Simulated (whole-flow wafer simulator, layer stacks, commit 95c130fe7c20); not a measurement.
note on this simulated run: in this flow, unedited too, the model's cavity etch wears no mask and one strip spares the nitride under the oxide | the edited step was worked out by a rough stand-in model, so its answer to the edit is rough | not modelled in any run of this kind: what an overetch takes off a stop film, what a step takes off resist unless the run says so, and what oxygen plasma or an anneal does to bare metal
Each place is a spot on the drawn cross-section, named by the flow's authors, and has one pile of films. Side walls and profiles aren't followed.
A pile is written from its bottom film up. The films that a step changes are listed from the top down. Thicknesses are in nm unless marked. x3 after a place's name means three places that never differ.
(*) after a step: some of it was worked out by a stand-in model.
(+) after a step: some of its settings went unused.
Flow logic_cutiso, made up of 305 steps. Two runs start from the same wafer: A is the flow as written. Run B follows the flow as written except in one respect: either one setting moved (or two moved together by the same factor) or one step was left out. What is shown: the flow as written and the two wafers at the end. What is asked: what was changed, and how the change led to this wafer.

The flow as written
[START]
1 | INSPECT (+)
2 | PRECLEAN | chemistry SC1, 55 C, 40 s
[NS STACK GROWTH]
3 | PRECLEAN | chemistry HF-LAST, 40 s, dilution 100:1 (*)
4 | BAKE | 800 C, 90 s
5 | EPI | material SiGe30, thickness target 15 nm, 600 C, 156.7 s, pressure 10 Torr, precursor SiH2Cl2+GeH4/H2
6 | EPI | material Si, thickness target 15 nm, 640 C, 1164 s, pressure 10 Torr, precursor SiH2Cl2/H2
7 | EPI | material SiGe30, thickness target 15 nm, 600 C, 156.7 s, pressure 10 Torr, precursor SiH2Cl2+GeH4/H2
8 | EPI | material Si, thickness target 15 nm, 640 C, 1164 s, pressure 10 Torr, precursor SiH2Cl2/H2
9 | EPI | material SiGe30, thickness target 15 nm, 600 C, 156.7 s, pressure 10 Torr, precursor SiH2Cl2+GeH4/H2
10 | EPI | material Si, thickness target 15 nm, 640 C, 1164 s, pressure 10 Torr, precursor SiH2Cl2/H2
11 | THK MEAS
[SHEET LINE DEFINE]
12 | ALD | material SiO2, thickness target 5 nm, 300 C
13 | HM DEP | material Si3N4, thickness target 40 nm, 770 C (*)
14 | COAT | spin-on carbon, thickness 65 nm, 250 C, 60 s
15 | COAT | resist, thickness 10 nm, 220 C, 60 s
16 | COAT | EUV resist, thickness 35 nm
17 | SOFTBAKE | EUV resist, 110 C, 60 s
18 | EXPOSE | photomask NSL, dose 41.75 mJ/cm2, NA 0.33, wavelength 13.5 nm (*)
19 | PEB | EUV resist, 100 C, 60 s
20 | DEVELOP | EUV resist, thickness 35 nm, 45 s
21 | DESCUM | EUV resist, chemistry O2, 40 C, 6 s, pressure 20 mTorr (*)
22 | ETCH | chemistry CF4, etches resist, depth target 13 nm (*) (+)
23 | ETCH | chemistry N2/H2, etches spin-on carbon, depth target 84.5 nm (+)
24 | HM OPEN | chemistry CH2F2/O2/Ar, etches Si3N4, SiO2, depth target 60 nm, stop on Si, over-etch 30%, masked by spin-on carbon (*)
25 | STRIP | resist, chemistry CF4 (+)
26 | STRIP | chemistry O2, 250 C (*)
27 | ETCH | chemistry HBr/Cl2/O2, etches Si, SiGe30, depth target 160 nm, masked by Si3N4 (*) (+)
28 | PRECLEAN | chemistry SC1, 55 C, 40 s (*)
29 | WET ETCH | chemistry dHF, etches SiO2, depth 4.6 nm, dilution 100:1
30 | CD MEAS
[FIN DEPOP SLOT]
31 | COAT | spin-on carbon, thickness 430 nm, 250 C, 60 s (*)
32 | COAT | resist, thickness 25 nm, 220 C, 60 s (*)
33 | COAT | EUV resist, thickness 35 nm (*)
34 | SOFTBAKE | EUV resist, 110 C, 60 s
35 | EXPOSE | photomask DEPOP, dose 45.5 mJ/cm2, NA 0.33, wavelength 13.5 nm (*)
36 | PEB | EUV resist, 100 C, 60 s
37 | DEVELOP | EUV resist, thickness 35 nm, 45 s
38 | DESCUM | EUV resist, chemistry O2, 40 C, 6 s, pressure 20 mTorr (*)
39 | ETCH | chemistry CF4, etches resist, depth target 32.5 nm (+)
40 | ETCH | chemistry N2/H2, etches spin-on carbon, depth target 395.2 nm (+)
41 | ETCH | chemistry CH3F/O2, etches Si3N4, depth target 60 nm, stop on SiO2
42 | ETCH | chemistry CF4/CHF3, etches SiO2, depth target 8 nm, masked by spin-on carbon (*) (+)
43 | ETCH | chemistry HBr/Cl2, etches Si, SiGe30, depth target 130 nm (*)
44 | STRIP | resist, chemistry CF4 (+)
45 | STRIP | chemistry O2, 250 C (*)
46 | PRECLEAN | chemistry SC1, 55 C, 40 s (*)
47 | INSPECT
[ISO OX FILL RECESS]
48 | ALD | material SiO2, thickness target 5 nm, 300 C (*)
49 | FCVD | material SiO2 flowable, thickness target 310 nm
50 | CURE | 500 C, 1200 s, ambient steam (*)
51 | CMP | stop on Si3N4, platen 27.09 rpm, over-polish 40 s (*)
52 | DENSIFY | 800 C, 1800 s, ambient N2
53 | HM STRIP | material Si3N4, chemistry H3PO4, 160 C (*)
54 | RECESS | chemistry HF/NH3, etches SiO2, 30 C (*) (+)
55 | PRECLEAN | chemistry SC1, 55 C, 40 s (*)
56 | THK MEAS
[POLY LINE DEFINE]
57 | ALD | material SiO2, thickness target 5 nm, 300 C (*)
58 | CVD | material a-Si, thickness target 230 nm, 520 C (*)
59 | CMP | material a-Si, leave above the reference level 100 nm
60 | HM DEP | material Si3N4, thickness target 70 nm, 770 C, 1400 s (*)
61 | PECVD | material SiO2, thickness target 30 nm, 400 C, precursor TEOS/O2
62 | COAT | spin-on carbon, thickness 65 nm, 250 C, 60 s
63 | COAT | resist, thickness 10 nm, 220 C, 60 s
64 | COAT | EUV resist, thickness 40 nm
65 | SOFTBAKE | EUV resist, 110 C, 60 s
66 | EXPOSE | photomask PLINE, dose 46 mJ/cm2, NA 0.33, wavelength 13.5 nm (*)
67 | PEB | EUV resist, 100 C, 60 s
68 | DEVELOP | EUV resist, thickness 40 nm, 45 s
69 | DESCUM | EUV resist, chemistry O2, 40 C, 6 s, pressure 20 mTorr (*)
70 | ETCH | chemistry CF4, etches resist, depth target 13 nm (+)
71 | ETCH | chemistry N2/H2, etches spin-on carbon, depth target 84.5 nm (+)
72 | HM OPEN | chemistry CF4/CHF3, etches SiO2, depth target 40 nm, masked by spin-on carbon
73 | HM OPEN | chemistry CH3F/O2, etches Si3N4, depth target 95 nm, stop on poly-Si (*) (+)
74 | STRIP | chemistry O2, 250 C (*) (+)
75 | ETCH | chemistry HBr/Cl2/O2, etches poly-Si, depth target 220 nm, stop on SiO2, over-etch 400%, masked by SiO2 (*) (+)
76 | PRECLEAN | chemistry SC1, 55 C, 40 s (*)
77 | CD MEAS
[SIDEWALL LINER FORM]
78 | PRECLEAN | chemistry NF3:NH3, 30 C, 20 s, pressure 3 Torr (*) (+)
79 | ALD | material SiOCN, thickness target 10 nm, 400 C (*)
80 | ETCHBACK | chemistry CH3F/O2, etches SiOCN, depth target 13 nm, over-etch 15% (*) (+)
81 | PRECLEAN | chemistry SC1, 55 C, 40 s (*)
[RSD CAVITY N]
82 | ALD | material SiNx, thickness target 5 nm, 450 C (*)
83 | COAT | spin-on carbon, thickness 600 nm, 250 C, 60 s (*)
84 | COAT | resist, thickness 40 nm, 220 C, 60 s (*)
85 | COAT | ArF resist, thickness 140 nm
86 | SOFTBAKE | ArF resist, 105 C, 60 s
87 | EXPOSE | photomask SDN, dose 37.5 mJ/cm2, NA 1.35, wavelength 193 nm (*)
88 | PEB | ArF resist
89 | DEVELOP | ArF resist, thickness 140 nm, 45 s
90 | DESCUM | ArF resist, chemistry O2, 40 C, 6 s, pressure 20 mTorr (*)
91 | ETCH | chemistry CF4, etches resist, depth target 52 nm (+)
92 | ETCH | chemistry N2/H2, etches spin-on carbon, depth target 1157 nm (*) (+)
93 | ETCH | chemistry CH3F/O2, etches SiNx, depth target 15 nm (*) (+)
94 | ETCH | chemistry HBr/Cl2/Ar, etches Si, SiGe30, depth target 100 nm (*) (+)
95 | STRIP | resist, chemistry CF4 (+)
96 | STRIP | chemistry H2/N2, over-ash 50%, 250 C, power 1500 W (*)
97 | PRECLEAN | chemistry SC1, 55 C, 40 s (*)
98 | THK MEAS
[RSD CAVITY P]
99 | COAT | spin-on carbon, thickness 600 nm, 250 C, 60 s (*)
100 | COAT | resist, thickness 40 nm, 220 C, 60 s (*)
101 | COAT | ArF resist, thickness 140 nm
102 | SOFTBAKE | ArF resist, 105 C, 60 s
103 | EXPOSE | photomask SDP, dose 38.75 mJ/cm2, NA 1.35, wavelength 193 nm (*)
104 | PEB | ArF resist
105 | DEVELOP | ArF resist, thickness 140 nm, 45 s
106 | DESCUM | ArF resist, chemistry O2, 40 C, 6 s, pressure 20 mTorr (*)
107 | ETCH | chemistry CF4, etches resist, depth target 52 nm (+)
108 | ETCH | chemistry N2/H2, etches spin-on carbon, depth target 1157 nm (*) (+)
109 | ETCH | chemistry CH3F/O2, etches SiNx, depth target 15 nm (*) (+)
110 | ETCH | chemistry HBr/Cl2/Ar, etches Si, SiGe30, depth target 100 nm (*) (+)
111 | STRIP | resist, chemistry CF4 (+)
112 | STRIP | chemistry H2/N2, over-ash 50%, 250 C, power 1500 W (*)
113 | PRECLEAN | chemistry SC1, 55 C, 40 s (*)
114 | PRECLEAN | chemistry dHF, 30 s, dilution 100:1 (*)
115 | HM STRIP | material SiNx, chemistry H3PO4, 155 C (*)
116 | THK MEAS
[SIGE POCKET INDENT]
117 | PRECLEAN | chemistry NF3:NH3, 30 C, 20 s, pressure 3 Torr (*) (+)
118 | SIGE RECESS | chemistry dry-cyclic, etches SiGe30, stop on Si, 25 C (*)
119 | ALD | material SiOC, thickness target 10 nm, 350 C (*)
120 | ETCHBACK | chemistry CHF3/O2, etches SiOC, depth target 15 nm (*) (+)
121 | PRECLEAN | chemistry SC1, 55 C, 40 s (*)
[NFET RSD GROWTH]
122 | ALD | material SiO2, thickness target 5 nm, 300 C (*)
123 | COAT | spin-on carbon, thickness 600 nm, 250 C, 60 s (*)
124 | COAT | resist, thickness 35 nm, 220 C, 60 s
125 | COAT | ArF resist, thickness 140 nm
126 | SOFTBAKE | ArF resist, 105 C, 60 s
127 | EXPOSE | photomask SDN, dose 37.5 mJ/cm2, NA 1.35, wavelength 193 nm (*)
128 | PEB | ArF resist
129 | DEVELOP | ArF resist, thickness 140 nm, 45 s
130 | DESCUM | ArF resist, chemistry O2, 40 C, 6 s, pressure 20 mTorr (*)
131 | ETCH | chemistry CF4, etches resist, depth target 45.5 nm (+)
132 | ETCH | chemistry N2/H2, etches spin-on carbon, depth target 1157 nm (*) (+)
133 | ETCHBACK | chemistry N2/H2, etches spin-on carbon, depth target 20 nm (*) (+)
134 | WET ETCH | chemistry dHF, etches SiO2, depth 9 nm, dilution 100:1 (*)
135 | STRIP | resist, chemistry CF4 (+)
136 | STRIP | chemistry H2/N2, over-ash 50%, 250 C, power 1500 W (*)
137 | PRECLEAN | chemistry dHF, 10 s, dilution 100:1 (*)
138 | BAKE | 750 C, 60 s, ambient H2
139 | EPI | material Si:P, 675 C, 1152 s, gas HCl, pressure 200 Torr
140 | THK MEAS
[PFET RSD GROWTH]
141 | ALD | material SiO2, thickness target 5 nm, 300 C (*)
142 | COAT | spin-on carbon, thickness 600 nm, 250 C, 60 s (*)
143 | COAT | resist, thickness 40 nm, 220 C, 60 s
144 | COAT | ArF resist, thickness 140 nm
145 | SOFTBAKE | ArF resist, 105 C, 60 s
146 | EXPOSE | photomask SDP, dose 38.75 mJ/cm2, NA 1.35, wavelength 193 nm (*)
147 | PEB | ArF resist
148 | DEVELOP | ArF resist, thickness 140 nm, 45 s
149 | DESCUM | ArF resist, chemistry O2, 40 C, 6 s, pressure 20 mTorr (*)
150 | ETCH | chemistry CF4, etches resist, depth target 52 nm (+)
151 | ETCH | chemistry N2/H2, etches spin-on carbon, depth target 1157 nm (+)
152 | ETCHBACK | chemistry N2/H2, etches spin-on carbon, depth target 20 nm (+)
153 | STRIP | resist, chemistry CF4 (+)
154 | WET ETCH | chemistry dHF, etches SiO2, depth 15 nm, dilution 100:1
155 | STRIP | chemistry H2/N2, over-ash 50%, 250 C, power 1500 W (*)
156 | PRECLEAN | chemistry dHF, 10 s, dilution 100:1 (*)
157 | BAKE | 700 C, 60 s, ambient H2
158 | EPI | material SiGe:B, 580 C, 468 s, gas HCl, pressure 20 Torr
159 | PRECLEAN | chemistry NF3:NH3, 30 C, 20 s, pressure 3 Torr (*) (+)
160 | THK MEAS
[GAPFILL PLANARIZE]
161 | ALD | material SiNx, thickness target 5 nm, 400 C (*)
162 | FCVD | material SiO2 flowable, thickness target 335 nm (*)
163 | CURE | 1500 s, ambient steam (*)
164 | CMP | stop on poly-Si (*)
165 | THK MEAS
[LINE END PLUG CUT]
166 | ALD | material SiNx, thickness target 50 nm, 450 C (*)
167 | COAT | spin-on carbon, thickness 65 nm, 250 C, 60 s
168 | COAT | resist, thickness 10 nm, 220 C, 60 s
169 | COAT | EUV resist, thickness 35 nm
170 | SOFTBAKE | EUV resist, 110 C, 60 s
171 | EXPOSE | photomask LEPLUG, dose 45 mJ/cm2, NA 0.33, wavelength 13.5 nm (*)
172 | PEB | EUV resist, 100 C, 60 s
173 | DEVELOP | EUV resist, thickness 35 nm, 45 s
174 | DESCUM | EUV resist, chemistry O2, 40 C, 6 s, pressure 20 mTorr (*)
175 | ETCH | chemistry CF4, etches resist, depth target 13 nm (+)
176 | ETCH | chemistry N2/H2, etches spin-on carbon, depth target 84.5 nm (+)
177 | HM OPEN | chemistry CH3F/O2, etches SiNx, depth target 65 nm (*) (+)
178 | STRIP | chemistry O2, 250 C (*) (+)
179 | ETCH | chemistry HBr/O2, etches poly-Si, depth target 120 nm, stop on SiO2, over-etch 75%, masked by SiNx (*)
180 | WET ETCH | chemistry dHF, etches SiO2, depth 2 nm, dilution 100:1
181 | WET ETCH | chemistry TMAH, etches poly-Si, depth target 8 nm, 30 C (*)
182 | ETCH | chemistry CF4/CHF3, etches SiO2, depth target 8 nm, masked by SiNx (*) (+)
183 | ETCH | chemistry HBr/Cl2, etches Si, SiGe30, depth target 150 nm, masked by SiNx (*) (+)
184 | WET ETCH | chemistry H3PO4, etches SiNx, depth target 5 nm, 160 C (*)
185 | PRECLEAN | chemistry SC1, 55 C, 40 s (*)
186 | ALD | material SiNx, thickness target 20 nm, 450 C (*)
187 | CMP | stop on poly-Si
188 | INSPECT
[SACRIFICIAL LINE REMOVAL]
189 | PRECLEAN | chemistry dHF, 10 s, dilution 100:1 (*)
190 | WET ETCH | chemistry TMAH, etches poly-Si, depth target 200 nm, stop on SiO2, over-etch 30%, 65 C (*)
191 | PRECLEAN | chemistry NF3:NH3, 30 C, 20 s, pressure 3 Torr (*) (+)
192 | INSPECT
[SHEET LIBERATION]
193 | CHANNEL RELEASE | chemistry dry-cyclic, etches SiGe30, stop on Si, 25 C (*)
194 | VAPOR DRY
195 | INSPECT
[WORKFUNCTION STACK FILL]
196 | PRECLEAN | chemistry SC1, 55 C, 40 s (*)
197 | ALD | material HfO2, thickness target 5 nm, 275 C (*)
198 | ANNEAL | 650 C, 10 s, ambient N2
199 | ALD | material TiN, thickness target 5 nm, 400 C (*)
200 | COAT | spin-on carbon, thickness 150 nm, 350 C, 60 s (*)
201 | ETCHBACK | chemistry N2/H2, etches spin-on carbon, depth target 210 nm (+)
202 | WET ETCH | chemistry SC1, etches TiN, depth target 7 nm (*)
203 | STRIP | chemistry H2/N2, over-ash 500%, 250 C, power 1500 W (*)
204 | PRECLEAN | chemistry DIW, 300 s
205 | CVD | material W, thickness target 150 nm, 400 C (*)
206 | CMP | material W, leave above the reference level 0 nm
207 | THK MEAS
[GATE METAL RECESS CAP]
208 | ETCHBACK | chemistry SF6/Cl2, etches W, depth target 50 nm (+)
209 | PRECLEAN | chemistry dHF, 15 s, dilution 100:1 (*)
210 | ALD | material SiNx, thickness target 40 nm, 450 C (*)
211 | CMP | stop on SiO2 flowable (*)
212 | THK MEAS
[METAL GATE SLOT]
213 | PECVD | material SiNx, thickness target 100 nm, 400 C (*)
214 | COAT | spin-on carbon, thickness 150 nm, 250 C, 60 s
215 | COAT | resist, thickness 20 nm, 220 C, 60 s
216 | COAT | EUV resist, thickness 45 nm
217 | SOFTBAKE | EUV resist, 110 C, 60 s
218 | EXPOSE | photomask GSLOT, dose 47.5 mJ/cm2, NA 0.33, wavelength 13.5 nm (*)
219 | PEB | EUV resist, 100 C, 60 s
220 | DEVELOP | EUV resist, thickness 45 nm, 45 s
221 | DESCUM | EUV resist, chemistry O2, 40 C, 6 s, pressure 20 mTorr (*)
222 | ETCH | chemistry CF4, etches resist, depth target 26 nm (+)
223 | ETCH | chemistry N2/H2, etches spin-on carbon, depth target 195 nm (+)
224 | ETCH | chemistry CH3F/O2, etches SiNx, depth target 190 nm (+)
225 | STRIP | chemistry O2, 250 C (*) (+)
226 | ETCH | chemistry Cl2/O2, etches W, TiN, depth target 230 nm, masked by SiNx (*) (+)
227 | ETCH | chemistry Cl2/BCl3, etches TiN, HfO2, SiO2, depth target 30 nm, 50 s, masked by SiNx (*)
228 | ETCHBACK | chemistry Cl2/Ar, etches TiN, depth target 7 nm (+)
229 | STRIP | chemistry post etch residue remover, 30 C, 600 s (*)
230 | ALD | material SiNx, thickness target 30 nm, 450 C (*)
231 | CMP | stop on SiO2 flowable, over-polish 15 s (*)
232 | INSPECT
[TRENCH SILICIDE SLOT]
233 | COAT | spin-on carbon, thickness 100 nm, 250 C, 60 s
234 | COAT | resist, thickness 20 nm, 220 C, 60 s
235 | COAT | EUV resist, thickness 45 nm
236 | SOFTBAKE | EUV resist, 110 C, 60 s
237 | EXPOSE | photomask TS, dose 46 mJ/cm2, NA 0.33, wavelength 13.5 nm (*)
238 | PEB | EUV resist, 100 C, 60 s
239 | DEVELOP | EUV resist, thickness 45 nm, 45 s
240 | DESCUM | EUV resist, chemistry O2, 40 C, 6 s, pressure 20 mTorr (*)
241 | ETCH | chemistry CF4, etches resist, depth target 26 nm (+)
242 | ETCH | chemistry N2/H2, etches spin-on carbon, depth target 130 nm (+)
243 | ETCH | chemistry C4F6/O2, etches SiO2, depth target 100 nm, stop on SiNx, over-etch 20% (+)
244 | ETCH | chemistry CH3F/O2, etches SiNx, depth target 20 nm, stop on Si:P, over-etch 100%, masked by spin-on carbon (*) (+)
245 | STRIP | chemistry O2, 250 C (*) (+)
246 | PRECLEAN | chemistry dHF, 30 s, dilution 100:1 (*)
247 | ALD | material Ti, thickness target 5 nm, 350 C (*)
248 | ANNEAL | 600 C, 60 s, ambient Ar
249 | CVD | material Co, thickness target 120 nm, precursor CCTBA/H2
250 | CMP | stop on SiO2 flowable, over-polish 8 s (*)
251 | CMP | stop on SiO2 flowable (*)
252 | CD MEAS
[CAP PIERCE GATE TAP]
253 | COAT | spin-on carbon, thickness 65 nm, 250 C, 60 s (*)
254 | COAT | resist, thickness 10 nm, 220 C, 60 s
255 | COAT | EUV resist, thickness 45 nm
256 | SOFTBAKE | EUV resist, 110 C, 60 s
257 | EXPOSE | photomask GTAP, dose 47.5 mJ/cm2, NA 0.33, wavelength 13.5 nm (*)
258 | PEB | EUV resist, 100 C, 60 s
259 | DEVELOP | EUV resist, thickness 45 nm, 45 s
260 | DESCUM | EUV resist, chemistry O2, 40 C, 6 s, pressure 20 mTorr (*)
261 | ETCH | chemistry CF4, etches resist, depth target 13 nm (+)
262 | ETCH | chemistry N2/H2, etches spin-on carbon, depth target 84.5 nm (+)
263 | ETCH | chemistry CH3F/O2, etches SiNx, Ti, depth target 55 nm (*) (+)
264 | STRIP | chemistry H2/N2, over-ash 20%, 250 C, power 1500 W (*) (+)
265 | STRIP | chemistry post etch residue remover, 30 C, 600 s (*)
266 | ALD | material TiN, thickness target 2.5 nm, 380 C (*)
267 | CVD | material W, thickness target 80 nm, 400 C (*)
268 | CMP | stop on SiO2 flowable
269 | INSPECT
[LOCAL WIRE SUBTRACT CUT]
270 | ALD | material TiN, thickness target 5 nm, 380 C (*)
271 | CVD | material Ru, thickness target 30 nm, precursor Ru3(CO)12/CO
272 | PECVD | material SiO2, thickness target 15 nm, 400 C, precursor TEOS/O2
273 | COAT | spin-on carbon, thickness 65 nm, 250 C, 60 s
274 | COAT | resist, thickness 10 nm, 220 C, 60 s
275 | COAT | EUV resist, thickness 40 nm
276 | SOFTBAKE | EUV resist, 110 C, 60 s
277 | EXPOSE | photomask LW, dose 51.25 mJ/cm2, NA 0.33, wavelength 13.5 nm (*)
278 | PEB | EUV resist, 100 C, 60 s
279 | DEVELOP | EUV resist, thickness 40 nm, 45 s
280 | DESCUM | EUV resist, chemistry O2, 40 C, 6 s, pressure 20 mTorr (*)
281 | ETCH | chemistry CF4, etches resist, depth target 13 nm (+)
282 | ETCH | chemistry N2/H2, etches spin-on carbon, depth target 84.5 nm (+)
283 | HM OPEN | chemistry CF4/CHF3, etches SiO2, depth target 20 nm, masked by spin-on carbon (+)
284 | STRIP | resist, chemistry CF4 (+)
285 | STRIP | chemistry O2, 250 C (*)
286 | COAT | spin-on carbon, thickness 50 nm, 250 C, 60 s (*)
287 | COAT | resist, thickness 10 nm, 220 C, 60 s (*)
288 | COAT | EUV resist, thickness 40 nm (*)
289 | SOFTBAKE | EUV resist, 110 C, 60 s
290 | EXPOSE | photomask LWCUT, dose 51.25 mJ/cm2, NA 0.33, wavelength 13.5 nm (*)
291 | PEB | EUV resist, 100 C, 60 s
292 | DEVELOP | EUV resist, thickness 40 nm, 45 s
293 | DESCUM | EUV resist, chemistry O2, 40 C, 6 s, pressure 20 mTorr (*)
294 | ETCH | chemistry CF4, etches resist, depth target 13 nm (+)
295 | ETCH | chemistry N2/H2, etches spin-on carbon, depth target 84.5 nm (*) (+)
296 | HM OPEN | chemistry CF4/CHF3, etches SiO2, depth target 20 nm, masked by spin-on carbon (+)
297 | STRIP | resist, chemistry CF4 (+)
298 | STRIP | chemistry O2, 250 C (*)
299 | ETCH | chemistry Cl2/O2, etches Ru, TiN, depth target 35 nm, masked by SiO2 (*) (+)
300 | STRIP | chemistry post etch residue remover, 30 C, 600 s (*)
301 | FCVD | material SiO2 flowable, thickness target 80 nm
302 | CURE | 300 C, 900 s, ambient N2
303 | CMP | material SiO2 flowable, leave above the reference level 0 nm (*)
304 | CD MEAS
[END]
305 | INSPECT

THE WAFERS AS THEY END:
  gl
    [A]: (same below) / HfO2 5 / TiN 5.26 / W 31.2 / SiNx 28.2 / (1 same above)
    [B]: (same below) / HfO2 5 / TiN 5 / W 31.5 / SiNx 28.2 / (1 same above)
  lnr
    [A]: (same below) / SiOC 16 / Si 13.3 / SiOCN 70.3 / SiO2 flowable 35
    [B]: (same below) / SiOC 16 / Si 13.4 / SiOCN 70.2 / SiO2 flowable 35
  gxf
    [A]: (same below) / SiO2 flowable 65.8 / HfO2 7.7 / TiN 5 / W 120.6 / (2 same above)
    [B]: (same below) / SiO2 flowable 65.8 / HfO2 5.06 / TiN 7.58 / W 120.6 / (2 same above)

Cause: step 75, ETCH: depth target 154 nm was run, while the flow as written has depth target 220 nm.

How this came from the change, step by step:
  75 | ETCH | chemistry HBr/Cl2/O2, etches poly-Si, depth target 220 nm, stop on SiO2, over-etch 400%, masked by SiO2 (*) (+)
      lnr, lnrp, lnrt, rsdn, rsdp, rsdw, rsdx: A chemical SiO2 loses 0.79 (all of it), poly-Si loses 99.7 (all of it), SiO2 loses 5 (all of it) | B chemical SiO2 loses 0.79 (all of it), poly-Si loses 99.7 (all of it), SiO2 loses 3.35
      depop, dpovl, gfld and 10 more: A SiO2 loses 9.58 | B SiO2 loses 8.7
      (as well as at 2 more places)
  78 | PRECLEAN | chemistry NF3:NH3, 30 C, 20 s, pressure 3 Torr (*) (+)
      lnr, lnrp, lnrt, rsdn, rsdp, rsdw, rsdx: A chemical SiO2 loses 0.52 (all of it) | B SiO2 loses 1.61 (all of it), chemical SiO2 loses 0.49 (all of it)
      iso, lnri: A SiO2 loses 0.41 (all of it), SiO2 flowable loses 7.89 | B SiO2 loses 2.06 (all of it), SiO2 flowable loses 5.99
  120 | ETCHBACK | chemistry CHF3/O2, etches SiOC, depth target 15 nm (*) (+)
      gl, tap: A SiOC loses 10 (all of it), SiO2 loses 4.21 (all of it), Si3N4 loses 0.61 | B SiOC loses 10 (all of it), SiO2 loses 5.09 (all of it)
      glp: A SiOC loses 10 (all of it), SiO2 loses 4.25 (all of it), Si3N4 loses 0.58 | B SiOC loses 10 (all of it), SiO2 loses 5.13 (all of it)
      (as well as at 2 more places)
  122 | ALD | material SiO2, thickness target 5 nm, 300 C (*)
      gxn: A SiO2 gains 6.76 (new film) | B SiO2 gains 6.82
      gxp: A SiO2 gains 6.75 (new film) | B SiO2 gains 6.81
  133 | ETCHBACK | chemistry N2/H2, etches spin-on carbon, depth target 20 nm (*) (+)
      gxn: A SiO2 loses 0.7 (all of it), Si3N4 loses 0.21 | B SiO2 loses 1.11
  134 | WET ETCH | chemistry dHF, etches SiO2, depth 9 nm, dilution 100:1 (*)
      gxn: A Si3N4 loses 0.34 | B SiO2 loses 0.68 (all of it), Si3N4 loses 0.24
  141 | ALD | material SiO2, thickness target 5 nm, 300 C (*)
      gxn: A SiO2 gains 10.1 (new film) | B SiO2 gains 10.7 (new film)
  153 | STRIP | resist, chemistry CF4 (+)
      gxp: A SiO2 loses 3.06 (all of it) | B SiO2 loses 4.16 (all of it)
  164 | CMP | stop on poly-Si (*)
      depop, dpovl, isow, ns, nsgap: A SiO2 flowable loses 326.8 (all of it), SiNx loses 5 (all of it), SiO2 loses 4.13 (all of it), Si3N4 loses 70 (all of it) | B SiO2 flowable loses 326.8 (all of it), SiNx loses 5 (all of it), SiO2 loses 5 (all of it), Si3N4 loses 70 (all of it)
      gfld, gxf: A SiO2 flowable loses 251.9 (all of it), SiNx loses 5 (all of it), SiO2 loses 4.13 (all of it), Si3N4 loses 70 (all of it) | B SiO2 flowable loses 251.6 (all of it), SiNx loses 5 (all of it), SiO2 loses 5 (all of it), Si3N4 loses 70 (all of it)
      (as well as at 2 more places)
  197 | ALD | material HfO2, thickness target 5 nm, 275 C (*)
      gxf: A HfO2 gains 7.7 (new film) | B HfO2 gains 5.06 (new film)
  199 | ALD | material TiN, thickness target 5 nm, 400 C (*)
      gxf: A TiN gains 5 (new film) | B TiN gains 7.58 (new film)
